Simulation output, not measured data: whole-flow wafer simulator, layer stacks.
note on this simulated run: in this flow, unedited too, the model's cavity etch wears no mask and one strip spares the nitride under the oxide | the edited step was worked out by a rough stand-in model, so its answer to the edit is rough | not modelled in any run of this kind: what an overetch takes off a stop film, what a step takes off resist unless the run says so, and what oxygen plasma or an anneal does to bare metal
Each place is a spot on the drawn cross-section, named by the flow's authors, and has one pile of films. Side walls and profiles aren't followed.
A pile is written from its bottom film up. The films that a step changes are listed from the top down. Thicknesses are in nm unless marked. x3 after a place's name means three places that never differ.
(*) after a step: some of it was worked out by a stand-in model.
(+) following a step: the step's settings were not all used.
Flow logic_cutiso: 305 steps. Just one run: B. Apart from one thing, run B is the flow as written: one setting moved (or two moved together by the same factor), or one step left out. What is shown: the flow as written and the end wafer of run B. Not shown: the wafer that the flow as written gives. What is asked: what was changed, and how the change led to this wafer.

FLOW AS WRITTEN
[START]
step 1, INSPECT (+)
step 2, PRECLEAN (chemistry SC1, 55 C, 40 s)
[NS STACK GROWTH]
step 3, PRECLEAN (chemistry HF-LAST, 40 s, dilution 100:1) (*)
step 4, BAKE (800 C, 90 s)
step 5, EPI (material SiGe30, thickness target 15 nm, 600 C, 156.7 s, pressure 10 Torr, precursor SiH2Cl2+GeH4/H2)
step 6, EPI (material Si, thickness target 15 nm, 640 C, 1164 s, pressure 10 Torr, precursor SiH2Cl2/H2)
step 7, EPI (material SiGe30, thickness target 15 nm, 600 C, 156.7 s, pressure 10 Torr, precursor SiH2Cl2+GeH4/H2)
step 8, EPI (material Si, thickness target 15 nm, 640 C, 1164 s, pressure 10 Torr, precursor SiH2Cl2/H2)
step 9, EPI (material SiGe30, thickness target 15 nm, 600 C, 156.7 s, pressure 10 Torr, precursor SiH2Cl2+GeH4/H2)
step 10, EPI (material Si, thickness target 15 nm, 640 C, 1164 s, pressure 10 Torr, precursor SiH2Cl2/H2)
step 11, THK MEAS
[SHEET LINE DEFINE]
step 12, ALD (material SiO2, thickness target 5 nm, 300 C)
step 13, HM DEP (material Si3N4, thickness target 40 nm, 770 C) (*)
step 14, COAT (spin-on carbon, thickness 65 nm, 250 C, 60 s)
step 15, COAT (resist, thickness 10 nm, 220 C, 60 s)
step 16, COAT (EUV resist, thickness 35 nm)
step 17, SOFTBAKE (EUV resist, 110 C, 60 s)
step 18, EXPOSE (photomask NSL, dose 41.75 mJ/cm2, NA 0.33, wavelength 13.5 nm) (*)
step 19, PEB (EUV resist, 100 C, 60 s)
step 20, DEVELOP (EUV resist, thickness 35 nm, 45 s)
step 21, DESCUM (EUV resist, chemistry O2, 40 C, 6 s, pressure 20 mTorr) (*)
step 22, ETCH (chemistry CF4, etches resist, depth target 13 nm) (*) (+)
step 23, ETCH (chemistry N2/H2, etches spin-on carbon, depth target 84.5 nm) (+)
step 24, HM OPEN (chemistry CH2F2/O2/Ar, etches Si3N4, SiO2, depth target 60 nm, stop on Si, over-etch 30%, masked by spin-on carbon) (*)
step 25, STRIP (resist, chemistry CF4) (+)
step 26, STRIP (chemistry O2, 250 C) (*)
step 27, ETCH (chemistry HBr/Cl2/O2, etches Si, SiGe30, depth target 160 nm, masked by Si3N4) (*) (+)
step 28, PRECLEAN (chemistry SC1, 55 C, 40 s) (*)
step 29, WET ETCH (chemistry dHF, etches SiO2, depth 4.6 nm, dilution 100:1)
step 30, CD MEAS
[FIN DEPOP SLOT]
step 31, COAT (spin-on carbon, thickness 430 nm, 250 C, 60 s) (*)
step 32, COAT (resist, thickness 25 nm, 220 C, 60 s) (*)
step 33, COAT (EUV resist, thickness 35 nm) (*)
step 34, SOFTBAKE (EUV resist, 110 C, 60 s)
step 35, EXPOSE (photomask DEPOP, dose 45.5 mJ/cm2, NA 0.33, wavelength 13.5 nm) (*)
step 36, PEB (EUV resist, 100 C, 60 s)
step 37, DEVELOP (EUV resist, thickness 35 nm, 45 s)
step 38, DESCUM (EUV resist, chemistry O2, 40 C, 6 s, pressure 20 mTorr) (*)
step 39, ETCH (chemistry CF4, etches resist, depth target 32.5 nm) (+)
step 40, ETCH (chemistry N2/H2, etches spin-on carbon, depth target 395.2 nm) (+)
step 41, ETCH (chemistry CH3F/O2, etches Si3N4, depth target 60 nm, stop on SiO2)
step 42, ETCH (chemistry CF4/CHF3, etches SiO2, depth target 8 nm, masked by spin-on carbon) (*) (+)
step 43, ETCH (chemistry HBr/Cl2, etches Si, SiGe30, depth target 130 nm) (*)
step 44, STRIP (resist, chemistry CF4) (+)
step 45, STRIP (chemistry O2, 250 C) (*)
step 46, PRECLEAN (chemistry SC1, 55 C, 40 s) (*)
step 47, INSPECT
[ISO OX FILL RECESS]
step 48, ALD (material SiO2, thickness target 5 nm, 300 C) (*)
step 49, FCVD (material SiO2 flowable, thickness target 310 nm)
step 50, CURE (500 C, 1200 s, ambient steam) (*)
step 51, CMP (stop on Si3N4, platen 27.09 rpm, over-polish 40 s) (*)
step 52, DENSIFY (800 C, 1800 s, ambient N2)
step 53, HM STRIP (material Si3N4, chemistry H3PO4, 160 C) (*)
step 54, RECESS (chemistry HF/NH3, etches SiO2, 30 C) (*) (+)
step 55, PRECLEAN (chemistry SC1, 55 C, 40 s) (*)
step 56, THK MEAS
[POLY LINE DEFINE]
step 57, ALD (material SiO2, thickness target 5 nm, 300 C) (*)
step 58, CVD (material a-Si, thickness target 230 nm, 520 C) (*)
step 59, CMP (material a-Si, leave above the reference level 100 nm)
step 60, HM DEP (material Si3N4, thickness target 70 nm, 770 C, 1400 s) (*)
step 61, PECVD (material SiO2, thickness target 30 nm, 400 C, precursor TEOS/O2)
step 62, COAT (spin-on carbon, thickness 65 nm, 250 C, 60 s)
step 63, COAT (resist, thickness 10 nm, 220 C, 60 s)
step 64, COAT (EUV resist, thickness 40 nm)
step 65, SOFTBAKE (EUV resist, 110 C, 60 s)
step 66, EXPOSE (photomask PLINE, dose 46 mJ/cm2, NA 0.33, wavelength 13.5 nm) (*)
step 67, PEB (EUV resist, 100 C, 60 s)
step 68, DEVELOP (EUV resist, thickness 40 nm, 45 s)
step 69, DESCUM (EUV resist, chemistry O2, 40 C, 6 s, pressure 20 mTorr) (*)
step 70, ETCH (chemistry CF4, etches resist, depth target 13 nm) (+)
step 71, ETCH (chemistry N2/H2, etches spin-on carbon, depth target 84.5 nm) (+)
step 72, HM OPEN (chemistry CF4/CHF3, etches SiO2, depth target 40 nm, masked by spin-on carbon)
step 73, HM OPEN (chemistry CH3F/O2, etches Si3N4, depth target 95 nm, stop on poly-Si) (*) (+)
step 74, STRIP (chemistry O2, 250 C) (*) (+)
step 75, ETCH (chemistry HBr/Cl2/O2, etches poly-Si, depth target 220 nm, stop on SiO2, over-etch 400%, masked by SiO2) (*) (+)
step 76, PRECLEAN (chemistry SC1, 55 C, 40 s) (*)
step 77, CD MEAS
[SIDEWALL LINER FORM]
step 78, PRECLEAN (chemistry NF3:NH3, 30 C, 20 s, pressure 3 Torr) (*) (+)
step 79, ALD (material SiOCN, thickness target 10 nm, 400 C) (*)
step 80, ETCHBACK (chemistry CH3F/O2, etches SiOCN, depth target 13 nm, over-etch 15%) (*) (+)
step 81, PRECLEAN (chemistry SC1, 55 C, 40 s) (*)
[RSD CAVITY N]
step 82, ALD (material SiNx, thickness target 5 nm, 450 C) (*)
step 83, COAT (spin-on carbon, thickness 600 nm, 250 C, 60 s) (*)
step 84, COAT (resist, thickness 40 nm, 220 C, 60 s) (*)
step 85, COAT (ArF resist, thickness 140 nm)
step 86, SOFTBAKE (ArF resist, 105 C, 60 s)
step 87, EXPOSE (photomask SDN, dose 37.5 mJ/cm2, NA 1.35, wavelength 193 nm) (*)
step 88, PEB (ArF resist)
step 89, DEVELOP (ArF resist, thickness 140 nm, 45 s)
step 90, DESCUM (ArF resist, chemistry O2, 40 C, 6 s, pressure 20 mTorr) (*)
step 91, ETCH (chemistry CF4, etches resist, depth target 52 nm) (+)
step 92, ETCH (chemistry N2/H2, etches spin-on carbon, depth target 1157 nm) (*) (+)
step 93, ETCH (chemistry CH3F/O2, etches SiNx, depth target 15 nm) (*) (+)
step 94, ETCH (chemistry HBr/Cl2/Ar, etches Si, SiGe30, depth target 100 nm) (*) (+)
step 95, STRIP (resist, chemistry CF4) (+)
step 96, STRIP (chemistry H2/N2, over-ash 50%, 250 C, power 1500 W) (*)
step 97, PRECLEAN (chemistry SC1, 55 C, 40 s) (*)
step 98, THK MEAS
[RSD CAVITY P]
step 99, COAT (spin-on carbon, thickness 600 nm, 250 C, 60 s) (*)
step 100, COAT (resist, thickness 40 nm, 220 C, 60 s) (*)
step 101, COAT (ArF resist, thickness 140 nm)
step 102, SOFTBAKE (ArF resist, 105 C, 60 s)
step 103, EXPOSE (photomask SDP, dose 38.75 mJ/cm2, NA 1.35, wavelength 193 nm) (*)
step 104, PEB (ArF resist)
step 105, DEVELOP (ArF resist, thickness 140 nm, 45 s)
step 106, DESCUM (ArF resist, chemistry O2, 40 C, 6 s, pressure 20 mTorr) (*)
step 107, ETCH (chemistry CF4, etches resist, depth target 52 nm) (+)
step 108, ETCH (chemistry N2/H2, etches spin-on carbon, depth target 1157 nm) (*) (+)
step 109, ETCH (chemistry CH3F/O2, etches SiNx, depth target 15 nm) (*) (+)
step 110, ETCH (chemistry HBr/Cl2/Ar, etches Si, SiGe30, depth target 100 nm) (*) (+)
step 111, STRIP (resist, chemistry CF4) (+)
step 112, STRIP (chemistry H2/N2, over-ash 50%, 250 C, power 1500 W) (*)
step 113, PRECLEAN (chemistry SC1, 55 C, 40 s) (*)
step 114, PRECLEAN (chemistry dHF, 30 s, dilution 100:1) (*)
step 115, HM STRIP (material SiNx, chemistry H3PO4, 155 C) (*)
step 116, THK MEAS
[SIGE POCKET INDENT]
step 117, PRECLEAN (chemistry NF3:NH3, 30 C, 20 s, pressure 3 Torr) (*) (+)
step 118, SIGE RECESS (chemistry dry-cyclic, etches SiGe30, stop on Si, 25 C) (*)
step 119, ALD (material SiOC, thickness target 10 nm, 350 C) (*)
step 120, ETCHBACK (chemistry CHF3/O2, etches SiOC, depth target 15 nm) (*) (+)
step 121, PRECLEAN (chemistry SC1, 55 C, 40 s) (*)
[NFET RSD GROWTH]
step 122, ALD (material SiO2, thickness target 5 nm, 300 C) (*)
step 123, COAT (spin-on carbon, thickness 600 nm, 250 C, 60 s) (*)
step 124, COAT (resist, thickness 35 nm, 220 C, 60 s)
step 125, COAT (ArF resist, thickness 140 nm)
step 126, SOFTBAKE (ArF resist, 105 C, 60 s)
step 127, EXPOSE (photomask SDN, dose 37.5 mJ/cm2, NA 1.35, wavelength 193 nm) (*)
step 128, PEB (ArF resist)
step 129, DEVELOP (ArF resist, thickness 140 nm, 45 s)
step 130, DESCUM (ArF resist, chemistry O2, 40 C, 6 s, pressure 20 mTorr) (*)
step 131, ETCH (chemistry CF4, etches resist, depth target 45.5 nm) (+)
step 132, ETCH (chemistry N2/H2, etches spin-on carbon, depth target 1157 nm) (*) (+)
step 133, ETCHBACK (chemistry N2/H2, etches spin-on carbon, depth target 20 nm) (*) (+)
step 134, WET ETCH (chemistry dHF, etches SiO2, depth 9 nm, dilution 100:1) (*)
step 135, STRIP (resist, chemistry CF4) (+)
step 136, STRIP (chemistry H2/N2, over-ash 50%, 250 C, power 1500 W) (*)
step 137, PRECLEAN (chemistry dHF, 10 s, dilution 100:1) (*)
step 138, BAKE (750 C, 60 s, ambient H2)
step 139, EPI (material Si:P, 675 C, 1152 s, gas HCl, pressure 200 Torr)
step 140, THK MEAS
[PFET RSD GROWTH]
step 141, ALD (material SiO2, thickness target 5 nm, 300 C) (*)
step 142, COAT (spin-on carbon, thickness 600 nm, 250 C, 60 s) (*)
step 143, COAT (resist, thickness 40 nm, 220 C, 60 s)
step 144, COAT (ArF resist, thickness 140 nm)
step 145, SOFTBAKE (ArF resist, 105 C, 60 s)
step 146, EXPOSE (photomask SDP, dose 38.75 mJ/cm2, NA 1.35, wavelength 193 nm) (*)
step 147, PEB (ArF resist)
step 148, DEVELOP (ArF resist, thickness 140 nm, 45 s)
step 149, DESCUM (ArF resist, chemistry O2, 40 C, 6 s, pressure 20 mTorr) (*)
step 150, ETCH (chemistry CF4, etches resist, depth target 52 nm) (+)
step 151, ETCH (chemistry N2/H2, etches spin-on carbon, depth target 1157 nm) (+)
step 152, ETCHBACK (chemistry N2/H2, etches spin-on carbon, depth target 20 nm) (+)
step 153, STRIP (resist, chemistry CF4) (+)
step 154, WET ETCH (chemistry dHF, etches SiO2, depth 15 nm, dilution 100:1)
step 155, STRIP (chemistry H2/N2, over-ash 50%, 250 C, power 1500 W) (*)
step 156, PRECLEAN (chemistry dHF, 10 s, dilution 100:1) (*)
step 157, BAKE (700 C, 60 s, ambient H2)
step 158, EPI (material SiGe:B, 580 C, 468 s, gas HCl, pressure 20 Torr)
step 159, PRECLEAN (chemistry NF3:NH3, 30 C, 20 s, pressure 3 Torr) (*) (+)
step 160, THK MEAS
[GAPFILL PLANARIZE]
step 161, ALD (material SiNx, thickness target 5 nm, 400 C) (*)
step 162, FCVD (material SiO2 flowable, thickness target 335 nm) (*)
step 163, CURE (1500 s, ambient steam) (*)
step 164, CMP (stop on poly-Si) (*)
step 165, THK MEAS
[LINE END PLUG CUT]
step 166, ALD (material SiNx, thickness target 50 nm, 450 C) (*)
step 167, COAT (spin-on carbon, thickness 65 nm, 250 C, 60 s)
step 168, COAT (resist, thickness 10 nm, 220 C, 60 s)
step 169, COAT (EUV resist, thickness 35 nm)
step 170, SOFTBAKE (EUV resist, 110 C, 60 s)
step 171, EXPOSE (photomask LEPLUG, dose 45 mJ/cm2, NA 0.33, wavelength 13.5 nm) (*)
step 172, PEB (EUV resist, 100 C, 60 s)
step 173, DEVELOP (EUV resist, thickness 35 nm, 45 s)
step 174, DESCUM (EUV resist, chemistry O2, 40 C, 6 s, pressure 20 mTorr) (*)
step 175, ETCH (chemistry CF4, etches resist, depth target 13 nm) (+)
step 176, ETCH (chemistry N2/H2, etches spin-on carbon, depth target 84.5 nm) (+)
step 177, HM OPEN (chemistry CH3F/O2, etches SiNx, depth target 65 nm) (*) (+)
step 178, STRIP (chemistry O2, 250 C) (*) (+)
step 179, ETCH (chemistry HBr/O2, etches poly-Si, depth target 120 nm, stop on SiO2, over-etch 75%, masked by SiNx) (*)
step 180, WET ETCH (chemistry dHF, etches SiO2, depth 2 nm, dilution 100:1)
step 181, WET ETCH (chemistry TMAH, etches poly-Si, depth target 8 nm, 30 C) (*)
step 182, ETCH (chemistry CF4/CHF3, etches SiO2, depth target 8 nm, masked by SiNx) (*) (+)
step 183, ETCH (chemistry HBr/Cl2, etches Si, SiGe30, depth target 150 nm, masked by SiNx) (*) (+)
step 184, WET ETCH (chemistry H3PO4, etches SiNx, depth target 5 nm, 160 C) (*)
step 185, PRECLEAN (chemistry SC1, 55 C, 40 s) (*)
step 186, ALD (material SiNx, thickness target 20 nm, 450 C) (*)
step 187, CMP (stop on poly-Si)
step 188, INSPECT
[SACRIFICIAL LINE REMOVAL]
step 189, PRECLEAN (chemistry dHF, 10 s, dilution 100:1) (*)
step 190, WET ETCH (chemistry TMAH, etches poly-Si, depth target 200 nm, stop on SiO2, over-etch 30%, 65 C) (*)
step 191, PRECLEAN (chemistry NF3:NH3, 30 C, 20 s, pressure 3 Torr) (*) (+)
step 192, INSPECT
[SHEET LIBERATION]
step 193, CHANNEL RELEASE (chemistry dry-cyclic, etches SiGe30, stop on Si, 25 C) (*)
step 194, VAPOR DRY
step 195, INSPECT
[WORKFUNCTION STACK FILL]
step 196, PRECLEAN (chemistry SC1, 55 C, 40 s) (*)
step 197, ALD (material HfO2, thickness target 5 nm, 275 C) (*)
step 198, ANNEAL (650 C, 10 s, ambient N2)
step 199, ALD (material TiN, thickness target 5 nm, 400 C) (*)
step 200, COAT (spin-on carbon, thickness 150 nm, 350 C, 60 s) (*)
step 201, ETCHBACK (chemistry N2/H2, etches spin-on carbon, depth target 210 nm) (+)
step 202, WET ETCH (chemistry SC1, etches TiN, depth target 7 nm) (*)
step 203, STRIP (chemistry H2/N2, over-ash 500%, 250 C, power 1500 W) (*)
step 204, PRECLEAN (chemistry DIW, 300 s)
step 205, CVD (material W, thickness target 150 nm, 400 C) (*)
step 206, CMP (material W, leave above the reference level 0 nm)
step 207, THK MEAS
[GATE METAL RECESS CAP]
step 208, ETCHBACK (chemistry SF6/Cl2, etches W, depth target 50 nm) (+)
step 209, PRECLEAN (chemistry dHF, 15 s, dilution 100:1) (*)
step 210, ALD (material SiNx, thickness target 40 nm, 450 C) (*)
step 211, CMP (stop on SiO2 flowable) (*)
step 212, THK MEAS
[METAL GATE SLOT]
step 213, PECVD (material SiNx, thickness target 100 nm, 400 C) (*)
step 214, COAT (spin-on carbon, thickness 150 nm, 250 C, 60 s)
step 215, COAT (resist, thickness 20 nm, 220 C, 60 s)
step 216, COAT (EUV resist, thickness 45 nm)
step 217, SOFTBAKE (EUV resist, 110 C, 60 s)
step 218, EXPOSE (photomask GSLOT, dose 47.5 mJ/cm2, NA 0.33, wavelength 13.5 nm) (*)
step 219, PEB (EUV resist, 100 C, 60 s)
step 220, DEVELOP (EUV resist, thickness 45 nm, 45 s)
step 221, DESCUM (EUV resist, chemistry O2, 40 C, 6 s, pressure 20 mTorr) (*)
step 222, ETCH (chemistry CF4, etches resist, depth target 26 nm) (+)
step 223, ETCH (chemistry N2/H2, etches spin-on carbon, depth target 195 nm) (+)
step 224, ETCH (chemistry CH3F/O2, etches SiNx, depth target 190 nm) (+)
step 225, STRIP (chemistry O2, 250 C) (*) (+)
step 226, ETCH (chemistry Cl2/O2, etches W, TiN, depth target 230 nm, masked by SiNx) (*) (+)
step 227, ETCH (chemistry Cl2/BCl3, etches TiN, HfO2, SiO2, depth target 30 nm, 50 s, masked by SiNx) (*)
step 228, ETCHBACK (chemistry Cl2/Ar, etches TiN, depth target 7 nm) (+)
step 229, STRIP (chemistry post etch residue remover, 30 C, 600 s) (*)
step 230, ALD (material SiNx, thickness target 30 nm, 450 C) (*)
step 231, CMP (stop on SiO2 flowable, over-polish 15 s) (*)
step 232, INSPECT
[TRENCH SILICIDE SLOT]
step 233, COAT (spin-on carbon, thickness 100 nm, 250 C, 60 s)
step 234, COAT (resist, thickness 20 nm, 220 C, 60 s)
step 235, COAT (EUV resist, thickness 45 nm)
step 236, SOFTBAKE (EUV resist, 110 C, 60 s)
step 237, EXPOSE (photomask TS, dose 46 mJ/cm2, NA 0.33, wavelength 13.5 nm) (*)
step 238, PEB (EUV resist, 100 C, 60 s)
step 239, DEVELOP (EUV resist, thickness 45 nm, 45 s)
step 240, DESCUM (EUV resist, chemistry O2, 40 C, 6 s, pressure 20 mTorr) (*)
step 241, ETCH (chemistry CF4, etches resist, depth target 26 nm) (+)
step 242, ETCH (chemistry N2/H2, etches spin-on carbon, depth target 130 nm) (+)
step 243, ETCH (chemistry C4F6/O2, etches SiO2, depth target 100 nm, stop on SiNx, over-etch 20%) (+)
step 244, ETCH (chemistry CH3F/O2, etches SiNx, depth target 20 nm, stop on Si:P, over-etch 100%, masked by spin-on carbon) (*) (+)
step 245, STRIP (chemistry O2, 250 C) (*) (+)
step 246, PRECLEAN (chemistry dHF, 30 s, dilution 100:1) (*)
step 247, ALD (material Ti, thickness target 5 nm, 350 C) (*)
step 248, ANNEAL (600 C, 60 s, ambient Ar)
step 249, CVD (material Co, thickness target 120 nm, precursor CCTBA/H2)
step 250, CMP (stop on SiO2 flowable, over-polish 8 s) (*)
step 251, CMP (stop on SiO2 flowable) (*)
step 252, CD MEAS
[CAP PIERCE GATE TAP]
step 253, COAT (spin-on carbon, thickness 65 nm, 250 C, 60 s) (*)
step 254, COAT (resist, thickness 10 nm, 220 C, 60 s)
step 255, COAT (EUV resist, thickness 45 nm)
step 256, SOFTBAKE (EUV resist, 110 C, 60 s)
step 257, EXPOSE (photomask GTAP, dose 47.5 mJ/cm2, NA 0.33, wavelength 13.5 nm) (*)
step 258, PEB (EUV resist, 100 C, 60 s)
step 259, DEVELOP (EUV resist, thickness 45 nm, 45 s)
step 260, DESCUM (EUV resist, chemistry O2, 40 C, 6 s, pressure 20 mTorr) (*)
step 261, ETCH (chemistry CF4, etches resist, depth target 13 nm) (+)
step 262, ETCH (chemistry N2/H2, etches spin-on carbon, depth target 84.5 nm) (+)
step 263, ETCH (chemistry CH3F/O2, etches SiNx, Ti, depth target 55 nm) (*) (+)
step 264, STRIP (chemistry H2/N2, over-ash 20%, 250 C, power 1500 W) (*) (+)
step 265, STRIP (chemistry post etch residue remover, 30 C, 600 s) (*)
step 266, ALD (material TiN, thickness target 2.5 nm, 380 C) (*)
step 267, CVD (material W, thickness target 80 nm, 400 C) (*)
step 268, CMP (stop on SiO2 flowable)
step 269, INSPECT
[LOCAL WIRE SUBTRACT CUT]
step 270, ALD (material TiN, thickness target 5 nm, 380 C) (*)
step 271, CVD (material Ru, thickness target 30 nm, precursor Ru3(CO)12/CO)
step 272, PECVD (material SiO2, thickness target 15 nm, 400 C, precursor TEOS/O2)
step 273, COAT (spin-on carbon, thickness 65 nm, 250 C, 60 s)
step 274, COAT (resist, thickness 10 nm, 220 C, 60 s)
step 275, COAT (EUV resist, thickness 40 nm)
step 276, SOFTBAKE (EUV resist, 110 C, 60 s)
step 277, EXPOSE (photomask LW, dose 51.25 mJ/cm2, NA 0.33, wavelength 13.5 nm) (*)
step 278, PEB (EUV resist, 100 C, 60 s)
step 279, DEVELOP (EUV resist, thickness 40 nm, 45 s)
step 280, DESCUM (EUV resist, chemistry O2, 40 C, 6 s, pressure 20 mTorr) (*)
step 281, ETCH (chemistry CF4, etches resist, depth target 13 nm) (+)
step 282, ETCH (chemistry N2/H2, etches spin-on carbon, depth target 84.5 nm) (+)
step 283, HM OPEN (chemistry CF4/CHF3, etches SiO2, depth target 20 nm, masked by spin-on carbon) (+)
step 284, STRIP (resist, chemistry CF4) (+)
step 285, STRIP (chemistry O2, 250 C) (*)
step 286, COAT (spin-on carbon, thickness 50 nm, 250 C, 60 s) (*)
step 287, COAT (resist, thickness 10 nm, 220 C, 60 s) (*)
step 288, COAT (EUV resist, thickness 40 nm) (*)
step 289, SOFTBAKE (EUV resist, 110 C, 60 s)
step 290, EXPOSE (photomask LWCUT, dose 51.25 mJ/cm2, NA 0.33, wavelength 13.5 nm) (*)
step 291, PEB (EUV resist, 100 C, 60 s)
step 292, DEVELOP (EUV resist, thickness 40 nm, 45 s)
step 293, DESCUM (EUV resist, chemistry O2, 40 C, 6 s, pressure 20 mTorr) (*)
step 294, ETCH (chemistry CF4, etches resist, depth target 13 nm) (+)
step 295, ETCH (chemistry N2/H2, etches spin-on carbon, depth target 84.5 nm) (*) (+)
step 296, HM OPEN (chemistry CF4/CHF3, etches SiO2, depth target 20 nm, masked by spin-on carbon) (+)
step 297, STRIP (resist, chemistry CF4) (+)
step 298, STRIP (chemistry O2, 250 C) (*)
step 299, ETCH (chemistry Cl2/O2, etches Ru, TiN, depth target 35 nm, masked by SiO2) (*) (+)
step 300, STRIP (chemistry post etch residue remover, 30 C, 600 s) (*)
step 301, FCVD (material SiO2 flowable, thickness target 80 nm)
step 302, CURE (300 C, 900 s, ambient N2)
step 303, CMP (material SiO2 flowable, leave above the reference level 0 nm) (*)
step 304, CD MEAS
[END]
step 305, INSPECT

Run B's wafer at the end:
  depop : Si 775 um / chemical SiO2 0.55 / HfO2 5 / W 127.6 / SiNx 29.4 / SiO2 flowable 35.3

What caused this: step 43, ETCH: depth target 91 nm was run, whereas the flow has depth target 130 nm.

The path from the change to this, step by step:
  step 43, ETCH (chemistry HBr/Cl2, etches Si, SiGe30, depth target 130 nm) (*)
      dpovl, gl, glp and 16 more: -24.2 spin-on carbon (as written it would have been: -32 spin-on carbon)
      depop: -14 Si (all of it), -15 SiGe30 (all of it), -15 Si (all of it), -15 SiGe30 (all of it), -15 Si (all of it), -15 SiGe30 (all of it), -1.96 Si (as written it would have been: -14 Si (all of it), -15 SiGe30 (all of it), -15 Si (all of it), -15 SiGe30 (all of it), -15 Si (all of it), -15 SiGe30 (all of it), -41 Si)
      (and at 2 other places as well)
  step 45, STRIP (chemistry O2, 250 C) (*)
      glp, tap: -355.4 spin-on carbon (all of it) (as written it would have been: -347.6 spin-on carbon (all of it))
      gxn, gxp: -354.3 spin-on carbon (all of it) (as written it would have been: -346.5 spin-on carbon (all of it))
      (and at 11 other places as well)
  step 49, FCVD (material SiO2 flowable, thickness target 310 nm)
      depop: +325 SiO2 flowable (new film) (as written it would have been: +359.9 SiO2 flowable (new film))
  step 51, CMP (stop on Si3N4, platen 27.09 rpm, over-polish 40 s) (*)
      dpovl: -204.5 SiO2 flowable (as written it would have been: -200.4 SiO2 flowable)
      ns: -197.5 SiO2 flowable (all of it), -5 SiO2 (all of it), -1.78 Si3N4 (as written it would have been: -193.5 SiO2 flowable (all of it), -5 SiO2 (all of it), -1.78 Si3N4)
  step 52, DENSIFY (800 C, 1800 s, ambient N2)
      depop: -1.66 SiO2 flowable (as written it would have been: -2.32 SiO2 flowable)
  step 54, RECESS (chemistry HF/NH3, etches SiO2, 30 C) (*) (+)
      depop: -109 SiO2 flowable (all of it), -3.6 SiO2 (as written it would have been: -111.9 SiO2 flowable)
  step 57, ALD (material SiO2, thickness target 5 nm, 300 C) (*)
      depop: +5 SiO2 (as written it would have been: +5 SiO2 (new film))
  step 191, PRECLEAN (chemistry NF3:NH3, 30 C, 20 s, pressure 3 Torr) (*) (+)
      depop: -6.36 SiO2 (all of it), -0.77 chemical SiO2 (as written it would have been: -5 SiO2 (all of it), -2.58 SiO2 flowable)
